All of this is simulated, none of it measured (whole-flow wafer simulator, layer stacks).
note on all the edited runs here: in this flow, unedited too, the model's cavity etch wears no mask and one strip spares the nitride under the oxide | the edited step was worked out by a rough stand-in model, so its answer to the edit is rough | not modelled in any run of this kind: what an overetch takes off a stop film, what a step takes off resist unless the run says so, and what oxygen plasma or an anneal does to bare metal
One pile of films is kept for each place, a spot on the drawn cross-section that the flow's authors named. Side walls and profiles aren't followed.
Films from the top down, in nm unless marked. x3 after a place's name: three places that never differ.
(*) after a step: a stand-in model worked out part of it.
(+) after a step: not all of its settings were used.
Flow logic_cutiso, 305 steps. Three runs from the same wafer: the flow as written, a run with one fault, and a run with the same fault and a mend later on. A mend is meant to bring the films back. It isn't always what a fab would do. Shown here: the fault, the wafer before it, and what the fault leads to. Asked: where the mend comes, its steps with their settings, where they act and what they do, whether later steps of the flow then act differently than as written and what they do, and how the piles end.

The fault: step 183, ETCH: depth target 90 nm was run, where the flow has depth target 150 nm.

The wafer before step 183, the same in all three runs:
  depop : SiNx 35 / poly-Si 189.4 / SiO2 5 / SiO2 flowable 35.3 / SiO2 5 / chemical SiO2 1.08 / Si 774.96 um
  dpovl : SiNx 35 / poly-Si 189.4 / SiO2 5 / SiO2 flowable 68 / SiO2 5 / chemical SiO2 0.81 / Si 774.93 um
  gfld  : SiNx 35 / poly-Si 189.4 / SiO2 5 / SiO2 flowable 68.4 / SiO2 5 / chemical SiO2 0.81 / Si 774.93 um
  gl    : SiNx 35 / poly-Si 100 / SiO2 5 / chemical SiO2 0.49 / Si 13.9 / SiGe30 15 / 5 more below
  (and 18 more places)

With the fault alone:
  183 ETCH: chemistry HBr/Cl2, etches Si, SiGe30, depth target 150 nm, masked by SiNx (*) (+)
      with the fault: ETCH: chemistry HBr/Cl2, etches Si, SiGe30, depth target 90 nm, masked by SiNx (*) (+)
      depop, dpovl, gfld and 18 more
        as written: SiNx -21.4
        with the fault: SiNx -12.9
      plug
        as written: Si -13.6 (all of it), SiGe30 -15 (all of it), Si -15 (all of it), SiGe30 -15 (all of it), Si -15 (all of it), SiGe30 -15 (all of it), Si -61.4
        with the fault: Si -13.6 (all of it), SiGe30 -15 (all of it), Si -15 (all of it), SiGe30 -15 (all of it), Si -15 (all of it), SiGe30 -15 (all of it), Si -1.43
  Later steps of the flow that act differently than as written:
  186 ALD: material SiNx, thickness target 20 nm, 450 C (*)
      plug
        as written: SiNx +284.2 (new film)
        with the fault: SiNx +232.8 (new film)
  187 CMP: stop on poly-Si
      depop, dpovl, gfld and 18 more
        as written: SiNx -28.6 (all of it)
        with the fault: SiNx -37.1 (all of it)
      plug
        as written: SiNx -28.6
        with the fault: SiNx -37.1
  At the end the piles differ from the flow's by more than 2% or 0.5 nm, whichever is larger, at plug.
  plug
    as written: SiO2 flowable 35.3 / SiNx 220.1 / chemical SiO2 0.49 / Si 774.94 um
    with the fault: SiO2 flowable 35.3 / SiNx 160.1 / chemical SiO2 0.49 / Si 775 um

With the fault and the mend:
  The mend comes after step 183.
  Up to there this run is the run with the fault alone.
  183a ETCH: chemistry HBr/Cl2, etches Si, SiGe30, depth target 60 nm, masked by SiNx (*) (+) (the flow's step 183 once more, with other settings)
      depop, dpovl, gfld and 18 more
        SiNx -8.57
      plug
        Si -60
  No later step of the flow acts differently than as written at any place that is followed.
  At the end the piles are the same as the flow's at every place that both follow.
